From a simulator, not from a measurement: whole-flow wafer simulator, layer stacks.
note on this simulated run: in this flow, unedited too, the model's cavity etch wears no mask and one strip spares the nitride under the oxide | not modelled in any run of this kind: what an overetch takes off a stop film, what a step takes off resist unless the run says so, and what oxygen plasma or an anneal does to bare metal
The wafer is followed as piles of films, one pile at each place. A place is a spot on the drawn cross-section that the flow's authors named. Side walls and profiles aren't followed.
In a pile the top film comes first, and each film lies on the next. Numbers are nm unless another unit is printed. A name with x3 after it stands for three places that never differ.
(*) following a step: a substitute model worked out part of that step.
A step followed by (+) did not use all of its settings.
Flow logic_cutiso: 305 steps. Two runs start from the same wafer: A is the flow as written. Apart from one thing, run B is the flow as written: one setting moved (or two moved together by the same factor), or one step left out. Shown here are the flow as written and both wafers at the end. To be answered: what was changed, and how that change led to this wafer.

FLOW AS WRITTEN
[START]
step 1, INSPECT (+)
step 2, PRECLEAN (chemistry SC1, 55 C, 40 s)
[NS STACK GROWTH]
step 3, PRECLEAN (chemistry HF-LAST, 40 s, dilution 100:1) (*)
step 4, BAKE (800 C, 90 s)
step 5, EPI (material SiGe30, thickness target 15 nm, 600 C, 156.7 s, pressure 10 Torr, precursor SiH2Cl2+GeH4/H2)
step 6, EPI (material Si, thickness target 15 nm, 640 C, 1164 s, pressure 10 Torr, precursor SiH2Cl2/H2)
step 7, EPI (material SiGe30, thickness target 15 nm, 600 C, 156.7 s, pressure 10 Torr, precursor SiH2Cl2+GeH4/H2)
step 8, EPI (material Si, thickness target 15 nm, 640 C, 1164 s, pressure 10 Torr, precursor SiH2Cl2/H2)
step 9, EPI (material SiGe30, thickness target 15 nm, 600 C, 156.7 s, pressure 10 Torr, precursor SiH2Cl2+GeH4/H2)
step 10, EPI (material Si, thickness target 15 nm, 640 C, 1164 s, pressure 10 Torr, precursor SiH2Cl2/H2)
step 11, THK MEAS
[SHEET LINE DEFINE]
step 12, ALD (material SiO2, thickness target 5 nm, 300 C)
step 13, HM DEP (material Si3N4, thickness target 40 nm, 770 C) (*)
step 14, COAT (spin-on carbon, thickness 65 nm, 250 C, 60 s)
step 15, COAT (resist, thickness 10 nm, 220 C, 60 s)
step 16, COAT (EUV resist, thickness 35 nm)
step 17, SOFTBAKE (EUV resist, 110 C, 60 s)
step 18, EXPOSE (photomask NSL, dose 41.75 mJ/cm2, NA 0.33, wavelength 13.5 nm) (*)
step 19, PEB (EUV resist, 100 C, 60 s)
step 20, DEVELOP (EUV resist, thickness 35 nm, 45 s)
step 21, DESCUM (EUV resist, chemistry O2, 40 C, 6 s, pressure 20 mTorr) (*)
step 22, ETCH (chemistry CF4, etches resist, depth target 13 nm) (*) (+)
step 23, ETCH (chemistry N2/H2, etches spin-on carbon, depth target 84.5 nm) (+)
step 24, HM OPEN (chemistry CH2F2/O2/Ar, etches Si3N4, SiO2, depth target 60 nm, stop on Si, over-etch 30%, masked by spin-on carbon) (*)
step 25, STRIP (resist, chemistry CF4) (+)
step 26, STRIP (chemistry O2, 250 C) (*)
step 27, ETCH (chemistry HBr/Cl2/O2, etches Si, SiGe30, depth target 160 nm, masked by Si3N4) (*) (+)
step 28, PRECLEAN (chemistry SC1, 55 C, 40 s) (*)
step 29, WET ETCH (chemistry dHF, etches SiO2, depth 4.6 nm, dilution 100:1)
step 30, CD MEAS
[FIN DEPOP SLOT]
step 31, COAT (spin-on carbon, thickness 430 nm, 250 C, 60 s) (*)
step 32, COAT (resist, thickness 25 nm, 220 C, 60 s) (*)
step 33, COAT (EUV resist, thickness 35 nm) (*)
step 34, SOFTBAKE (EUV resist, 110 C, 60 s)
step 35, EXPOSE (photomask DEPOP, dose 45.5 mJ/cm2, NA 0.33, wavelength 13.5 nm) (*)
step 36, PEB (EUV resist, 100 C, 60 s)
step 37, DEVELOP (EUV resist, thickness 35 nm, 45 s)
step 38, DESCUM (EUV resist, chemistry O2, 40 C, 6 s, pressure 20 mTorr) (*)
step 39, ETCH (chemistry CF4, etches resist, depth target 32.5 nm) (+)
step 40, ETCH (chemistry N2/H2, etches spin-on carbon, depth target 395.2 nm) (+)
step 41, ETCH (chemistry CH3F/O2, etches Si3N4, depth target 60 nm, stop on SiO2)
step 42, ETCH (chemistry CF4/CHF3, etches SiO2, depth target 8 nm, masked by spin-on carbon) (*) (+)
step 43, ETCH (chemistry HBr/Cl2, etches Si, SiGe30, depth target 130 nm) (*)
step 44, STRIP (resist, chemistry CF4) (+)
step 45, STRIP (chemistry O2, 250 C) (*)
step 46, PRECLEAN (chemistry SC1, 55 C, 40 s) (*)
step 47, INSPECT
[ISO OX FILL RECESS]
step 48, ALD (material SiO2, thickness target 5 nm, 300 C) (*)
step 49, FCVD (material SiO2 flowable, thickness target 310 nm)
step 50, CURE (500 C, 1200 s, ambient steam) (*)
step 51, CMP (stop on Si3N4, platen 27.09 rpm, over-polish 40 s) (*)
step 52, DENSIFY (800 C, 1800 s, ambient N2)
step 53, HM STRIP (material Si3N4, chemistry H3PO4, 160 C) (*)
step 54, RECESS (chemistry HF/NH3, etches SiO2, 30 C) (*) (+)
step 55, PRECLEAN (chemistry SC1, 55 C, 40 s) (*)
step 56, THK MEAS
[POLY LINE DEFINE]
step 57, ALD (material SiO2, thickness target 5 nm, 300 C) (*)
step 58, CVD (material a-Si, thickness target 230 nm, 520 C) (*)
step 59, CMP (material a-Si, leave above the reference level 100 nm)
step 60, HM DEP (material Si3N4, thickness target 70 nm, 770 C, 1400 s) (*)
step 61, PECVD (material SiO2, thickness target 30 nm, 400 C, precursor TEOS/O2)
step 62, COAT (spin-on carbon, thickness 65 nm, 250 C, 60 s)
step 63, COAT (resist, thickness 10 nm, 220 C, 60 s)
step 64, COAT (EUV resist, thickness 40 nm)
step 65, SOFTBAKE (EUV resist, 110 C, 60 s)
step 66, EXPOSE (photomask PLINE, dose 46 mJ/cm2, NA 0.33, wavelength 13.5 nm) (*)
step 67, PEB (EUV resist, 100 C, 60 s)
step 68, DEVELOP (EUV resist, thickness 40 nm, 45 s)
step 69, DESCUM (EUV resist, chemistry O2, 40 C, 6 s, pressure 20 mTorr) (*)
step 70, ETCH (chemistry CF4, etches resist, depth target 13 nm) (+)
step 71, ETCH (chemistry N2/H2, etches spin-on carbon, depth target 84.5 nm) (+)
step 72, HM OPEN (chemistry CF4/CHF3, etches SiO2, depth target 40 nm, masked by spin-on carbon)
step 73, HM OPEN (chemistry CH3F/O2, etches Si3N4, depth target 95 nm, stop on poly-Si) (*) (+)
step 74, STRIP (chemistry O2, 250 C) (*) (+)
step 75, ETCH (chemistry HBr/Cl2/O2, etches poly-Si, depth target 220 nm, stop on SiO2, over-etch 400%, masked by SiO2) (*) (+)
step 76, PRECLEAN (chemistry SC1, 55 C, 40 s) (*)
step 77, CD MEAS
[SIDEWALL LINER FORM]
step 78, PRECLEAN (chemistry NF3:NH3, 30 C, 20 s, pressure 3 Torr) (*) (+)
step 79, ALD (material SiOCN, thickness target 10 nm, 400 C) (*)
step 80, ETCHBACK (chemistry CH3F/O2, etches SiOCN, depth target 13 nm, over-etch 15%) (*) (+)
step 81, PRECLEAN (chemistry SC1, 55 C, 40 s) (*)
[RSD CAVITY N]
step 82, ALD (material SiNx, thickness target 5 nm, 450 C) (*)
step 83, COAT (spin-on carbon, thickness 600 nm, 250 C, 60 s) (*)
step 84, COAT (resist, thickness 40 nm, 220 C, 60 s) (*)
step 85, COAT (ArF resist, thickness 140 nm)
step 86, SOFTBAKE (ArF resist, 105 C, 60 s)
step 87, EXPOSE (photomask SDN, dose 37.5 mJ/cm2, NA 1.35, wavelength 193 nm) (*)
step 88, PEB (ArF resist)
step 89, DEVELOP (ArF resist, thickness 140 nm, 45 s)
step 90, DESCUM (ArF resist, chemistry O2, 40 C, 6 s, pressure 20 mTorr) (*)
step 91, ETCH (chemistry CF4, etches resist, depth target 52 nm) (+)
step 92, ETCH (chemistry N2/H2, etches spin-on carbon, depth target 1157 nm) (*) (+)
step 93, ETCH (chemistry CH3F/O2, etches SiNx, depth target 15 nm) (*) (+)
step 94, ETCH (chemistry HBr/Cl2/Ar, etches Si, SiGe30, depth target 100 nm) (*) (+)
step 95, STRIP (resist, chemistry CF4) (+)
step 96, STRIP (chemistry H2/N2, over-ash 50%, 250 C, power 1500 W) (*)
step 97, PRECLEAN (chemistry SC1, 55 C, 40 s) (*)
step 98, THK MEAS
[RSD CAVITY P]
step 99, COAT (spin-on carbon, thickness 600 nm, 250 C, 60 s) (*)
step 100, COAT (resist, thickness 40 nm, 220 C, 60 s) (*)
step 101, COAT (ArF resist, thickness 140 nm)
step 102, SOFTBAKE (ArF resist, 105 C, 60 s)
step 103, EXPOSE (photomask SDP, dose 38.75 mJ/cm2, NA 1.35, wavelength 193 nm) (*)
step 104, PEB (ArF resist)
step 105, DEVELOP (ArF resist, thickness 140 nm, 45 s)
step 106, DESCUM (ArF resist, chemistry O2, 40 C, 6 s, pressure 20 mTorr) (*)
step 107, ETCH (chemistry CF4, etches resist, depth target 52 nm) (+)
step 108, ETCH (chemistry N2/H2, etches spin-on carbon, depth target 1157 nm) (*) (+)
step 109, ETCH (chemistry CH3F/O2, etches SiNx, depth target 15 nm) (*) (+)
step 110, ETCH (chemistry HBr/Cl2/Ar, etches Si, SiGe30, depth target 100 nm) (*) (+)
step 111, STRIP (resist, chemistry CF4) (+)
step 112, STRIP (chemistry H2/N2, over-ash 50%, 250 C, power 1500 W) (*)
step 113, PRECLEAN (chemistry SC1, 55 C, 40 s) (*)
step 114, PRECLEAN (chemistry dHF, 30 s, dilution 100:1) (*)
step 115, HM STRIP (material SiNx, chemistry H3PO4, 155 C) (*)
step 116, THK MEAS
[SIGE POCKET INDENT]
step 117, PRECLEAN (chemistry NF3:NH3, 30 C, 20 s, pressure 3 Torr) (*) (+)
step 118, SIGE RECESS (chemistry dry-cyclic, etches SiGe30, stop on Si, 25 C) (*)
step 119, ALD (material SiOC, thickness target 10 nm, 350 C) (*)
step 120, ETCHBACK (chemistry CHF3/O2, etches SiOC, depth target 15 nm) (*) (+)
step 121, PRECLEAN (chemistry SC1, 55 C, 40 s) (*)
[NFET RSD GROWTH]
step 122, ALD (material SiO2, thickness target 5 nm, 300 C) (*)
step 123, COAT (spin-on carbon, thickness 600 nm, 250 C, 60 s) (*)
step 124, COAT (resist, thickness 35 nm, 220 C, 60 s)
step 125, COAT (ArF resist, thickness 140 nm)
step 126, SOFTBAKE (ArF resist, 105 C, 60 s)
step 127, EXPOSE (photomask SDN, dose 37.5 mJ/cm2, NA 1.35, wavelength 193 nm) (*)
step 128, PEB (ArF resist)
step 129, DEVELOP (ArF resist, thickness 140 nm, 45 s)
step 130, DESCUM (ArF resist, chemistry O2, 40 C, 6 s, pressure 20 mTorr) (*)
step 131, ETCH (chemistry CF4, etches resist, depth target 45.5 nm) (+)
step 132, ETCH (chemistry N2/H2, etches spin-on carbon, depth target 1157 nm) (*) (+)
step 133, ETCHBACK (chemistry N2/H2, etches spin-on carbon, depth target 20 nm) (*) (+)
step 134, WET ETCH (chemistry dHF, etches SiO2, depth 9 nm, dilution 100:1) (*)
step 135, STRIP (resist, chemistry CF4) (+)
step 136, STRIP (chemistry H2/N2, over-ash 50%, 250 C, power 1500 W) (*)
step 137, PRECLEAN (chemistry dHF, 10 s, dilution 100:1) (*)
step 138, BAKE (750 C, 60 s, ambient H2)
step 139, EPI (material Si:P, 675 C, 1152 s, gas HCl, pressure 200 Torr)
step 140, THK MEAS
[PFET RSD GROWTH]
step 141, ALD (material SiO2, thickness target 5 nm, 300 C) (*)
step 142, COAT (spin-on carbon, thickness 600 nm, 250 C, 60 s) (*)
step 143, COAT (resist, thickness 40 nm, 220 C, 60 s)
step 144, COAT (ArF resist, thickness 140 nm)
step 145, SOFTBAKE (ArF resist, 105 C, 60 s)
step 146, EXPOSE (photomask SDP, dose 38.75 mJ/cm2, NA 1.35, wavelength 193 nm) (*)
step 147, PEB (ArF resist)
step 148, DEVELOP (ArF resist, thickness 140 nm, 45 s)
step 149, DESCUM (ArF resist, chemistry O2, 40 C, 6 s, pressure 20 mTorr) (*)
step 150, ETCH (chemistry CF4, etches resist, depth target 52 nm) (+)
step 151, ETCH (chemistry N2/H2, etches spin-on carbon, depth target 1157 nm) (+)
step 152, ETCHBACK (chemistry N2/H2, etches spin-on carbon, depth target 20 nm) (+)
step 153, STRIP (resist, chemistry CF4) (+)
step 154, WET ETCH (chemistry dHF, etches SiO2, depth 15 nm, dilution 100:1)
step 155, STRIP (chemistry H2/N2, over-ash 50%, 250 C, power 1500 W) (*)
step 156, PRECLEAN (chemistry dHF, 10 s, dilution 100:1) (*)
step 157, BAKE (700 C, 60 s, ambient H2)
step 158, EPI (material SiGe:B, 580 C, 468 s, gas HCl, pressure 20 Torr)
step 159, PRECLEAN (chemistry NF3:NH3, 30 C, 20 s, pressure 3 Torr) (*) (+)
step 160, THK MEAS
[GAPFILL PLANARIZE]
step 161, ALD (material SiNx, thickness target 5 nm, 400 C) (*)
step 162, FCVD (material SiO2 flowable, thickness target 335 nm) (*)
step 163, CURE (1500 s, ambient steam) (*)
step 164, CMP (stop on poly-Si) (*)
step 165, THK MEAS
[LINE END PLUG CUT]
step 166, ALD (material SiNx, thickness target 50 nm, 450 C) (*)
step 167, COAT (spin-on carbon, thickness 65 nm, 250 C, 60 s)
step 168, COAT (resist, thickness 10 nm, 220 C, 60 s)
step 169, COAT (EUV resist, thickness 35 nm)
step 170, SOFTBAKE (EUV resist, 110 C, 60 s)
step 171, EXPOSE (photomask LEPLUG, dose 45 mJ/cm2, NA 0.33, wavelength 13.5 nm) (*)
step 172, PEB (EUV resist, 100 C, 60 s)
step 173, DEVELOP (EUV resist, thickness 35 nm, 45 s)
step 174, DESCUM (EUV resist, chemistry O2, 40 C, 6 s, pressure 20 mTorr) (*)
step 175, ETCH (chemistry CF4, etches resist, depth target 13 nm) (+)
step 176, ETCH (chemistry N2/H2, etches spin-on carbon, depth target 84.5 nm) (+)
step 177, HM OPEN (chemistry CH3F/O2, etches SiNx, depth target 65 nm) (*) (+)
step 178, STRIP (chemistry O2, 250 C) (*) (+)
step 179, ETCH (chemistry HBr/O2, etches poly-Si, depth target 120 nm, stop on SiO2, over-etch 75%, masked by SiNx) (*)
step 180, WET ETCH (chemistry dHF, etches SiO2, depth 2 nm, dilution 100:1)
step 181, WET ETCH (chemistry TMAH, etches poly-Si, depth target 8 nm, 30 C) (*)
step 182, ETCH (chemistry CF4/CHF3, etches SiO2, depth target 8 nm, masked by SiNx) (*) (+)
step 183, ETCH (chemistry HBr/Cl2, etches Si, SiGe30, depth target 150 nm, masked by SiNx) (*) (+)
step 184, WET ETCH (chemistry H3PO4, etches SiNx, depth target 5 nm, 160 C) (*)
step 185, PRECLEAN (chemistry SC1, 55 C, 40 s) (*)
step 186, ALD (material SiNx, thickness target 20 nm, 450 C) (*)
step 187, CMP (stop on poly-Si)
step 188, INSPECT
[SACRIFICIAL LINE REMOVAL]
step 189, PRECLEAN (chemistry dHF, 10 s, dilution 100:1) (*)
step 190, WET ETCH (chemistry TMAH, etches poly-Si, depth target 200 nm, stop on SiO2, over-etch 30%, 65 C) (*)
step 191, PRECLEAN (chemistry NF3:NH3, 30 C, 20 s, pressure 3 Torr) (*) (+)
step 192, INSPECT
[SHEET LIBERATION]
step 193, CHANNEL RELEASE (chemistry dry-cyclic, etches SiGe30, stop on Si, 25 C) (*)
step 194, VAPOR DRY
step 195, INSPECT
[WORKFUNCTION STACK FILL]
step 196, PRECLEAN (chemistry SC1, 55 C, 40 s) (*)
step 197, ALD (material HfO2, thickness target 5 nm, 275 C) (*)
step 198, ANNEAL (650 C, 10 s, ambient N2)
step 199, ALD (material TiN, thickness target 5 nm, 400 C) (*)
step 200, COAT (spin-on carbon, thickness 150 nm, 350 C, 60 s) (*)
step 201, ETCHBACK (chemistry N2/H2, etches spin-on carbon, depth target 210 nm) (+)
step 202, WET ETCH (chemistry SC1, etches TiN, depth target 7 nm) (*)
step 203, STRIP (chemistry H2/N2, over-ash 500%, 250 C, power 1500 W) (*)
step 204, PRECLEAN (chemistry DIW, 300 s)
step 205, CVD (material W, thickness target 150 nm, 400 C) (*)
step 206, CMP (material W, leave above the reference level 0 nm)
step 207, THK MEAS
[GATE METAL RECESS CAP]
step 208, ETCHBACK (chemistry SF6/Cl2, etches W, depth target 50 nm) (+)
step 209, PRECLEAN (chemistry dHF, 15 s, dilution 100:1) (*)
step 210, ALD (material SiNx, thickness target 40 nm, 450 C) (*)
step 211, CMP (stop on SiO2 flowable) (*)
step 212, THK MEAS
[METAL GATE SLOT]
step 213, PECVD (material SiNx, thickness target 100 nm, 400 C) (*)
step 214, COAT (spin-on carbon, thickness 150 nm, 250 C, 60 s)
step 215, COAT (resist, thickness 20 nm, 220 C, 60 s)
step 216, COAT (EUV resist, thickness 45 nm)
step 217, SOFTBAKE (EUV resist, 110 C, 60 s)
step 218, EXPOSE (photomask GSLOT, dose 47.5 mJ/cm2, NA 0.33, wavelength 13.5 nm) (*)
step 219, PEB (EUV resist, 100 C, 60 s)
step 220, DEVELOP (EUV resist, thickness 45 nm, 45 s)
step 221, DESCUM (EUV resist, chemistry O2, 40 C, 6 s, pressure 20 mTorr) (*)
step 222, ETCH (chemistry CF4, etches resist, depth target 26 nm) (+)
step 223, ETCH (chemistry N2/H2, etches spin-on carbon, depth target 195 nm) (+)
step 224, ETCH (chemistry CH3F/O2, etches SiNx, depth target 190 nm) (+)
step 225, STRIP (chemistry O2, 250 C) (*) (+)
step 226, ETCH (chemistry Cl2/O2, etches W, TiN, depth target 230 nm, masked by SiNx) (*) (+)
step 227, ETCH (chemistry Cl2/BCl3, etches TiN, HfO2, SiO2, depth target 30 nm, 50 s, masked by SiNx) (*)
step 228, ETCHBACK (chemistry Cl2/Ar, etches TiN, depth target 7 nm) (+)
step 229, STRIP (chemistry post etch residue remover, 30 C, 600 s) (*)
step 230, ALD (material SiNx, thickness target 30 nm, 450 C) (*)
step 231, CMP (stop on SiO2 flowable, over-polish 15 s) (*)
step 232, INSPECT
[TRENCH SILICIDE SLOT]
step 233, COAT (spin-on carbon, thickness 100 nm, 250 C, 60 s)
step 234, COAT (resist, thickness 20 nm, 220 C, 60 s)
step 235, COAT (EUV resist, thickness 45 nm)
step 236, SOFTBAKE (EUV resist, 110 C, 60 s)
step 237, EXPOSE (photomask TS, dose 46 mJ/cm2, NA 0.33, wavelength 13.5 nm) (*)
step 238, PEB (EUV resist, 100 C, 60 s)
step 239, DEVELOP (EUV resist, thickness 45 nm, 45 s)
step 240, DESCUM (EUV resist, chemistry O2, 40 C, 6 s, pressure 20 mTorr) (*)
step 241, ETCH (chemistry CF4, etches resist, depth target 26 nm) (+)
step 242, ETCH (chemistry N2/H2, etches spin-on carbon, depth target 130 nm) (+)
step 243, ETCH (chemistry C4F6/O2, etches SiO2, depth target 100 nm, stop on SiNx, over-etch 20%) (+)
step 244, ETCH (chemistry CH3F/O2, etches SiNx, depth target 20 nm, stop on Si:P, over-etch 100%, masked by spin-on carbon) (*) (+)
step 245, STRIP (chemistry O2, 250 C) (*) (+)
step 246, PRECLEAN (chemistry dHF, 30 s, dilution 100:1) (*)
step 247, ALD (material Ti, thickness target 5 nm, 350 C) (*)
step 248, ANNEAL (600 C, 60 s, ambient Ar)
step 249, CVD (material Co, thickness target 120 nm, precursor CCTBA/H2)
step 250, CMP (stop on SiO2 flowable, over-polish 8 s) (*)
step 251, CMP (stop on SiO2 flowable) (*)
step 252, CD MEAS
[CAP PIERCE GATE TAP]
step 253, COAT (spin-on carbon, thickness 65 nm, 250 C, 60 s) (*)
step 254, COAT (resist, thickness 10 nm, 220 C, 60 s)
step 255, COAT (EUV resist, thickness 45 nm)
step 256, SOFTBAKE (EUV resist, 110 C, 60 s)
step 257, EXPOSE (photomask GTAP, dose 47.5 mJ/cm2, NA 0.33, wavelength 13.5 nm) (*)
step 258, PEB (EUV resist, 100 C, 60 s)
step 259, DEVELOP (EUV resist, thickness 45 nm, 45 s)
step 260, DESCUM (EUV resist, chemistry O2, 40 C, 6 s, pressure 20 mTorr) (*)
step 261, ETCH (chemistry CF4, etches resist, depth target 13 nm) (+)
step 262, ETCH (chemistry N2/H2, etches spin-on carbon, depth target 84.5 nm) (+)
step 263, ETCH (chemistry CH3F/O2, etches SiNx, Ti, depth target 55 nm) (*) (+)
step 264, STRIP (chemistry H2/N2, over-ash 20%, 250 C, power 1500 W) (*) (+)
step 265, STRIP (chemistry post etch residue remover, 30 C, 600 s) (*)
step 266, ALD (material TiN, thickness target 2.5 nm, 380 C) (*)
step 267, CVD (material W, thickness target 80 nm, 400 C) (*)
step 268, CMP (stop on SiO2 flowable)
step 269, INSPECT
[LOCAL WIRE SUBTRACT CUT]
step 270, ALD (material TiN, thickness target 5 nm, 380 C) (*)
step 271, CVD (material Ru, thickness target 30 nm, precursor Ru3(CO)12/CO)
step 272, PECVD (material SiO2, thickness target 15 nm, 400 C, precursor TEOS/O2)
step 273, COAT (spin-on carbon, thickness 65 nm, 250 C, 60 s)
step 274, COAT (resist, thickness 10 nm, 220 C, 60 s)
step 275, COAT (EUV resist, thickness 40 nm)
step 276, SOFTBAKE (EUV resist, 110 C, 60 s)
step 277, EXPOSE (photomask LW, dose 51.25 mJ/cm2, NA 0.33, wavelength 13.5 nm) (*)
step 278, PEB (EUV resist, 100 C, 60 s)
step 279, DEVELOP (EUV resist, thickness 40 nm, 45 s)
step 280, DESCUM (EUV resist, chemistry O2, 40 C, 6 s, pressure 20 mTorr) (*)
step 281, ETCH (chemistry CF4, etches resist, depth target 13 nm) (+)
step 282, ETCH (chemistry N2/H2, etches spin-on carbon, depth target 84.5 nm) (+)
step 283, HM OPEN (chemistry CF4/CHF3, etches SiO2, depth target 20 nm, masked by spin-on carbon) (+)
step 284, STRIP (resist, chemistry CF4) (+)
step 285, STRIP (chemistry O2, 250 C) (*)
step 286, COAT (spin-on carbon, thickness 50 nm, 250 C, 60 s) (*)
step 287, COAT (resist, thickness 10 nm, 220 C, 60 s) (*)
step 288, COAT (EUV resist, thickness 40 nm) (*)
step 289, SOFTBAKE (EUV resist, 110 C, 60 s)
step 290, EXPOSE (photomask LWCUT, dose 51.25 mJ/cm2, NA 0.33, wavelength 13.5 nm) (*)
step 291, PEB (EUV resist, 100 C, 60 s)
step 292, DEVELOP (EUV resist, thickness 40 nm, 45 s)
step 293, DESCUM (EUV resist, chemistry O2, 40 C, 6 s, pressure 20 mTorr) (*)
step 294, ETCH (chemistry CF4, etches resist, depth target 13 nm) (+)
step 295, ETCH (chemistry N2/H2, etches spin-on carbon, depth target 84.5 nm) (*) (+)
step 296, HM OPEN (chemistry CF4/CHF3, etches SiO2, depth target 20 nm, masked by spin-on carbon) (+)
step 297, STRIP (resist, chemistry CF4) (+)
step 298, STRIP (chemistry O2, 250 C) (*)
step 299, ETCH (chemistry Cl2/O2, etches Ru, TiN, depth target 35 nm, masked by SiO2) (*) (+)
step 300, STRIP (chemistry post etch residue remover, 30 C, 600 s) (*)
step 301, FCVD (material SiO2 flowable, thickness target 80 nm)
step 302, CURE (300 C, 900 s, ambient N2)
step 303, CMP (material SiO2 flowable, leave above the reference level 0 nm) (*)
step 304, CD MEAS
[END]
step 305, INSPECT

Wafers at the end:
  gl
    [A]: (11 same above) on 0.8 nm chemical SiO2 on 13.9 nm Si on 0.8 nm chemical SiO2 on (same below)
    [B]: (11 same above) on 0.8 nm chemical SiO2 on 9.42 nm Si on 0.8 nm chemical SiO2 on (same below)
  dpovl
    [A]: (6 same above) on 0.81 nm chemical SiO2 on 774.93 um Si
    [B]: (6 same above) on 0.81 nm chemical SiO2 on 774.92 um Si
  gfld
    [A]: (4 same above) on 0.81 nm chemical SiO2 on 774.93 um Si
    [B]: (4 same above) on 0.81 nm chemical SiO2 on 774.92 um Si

What caused this: step 8, EPI: thickness target 10.5 nm was run, while the flow as written has thickness target 15 nm; step 8, EPI: 815.1 s was run, where the flow has 1164 s.

Step by step, how the change led to this:
  step 8, EPI (material Si, thickness target 15 nm, 640 C, 1164 s, pressure 10 Torr, precursor SiH2Cl2/H2)
      depop, dpovl, gfld and 19 more: A Si gains 15 (new film) | B Si gains 10.5 (new film)
  step 27, ETCH (chemistry HBr/Cl2/O2, etches Si, SiGe30, depth target 160 nm, masked by Si3N4) (*) (+)
      gfld, gxf, iso, lnri: A chemical SiO2 loses 0.79 (all of it), Si loses 11.4 (all of it), SiGe30 loses 15 (all of it), Si loses 15 (all of it), SiGe30 loses 15 (all of it), Si loses 15 (all of it), SiGe30 loses 15 (all of it), Si loses 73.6 | B chemical SiO2 loses 0.79 (all of it), Si loses 11.4 (all of it), SiGe30 loses 15 (all of it), Si loses 10.5 (all of it), SiGe30 loses 15 (all of it), Si loses 15 (all of it), SiGe30 loses 15 (all of it), Si loses 78.1
      dpovl, nsgap: A chemical SiO2 loses 0.79 (all of it), Si loses 11.8 (all of it), SiGe30 loses 15 (all of it), Si loses 15 (all of it), SiGe30 loses 15 (all of it), Si loses 15 (all of it), SiGe30 loses 15 (all of it), Si loses 73.2 | B chemical SiO2 loses 0.79 (all of it), Si loses 11.8 (all of it), SiGe30 loses 15 (all of it), Si loses 10.5 (all of it), SiGe30 loses 15 (all of it), Si loses 15 (all of it), SiGe30 loses 15 (all of it), Si loses 77.7
      (also at 1 further place)
  step 43, ETCH (chemistry HBr/Cl2, etches Si, SiGe30, depth target 130 nm) (*)
      depop: A Si loses 14 (all of it), SiGe30 loses 15 (all of it), Si loses 15 (all of it), SiGe30 loses 15 (all of it), Si loses 15 (all of it), SiGe30 loses 15 (all of it), Si loses 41 | B Si loses 14 (all of it), SiGe30 loses 15 (all of it), Si loses 10.5 (all of it), SiGe30 loses 15 (all of it), Si loses 15 (all of it), SiGe30 loses 15 (all of it), Si loses 45.5
  step 94, ETCH (chemistry HBr/Cl2/Ar, etches Si, SiGe30, depth target 100 nm) (*) (+)
      rsdn, rsdx: A chemical SiO2 loses 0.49 (all of it), Si loses 12.8 (all of it), SiGe30 loses 15 (all of it), Si loses 15 (all of it), SiGe30 loses 15 (all of it), Si loses 15 (all of it), SiGe30 loses 15 (all of it), Si loses 12.2 | B chemical SiO2 loses 0.49 (all of it), Si loses 12.8 (all of it), SiGe30 loses 15 (all of it), Si loses 10.5 (all of it), SiGe30 loses 15 (all of it), Si loses 15 (all of it), SiGe30 loses 15 (all of it), Si loses 16.7
  step 110, ETCH (chemistry HBr/Cl2/Ar, etches Si, SiGe30, depth target 100 nm) (*) (+)
      rsdp, rsdw: A chemical SiO2 loses 0.49 (all of it), Si loses 12.8 (all of it), SiGe30 loses 15 (all of it), Si loses 15 (all of it), SiGe30 loses 15 (all of it), Si loses 15 (all of it), SiGe30 loses 15 (all of it), Si loses 12.2 | B chemical SiO2 loses 0.49 (all of it), Si loses 12.8 (all of it), SiGe30 loses 15 (all of it), Si loses 10.5 (all of it), SiGe30 loses 15 (all of it), Si loses 15 (all of it), SiGe30 loses 15 (all of it), Si loses 16.7
  step 183, ETCH (chemistry HBr/Cl2, etches Si, SiGe30, depth target 150 nm, masked by SiNx) (*) (+)
      plug: A Si loses 13.6 (all of it), SiGe30 loses 15 (all of it), Si loses 15 (all of it), SiGe30 loses 15 (all of it), Si loses 15 (all of it), SiGe30 loses 15 (all of it), Si loses 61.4 | B Si loses 13.6 (all of it), SiGe30 loses 15 (all of it), Si loses 10.5 (all of it), SiGe30 loses 15 (all of it), Si loses 15 (all of it), SiGe30 loses 15 (all of it), Si loses 65.9
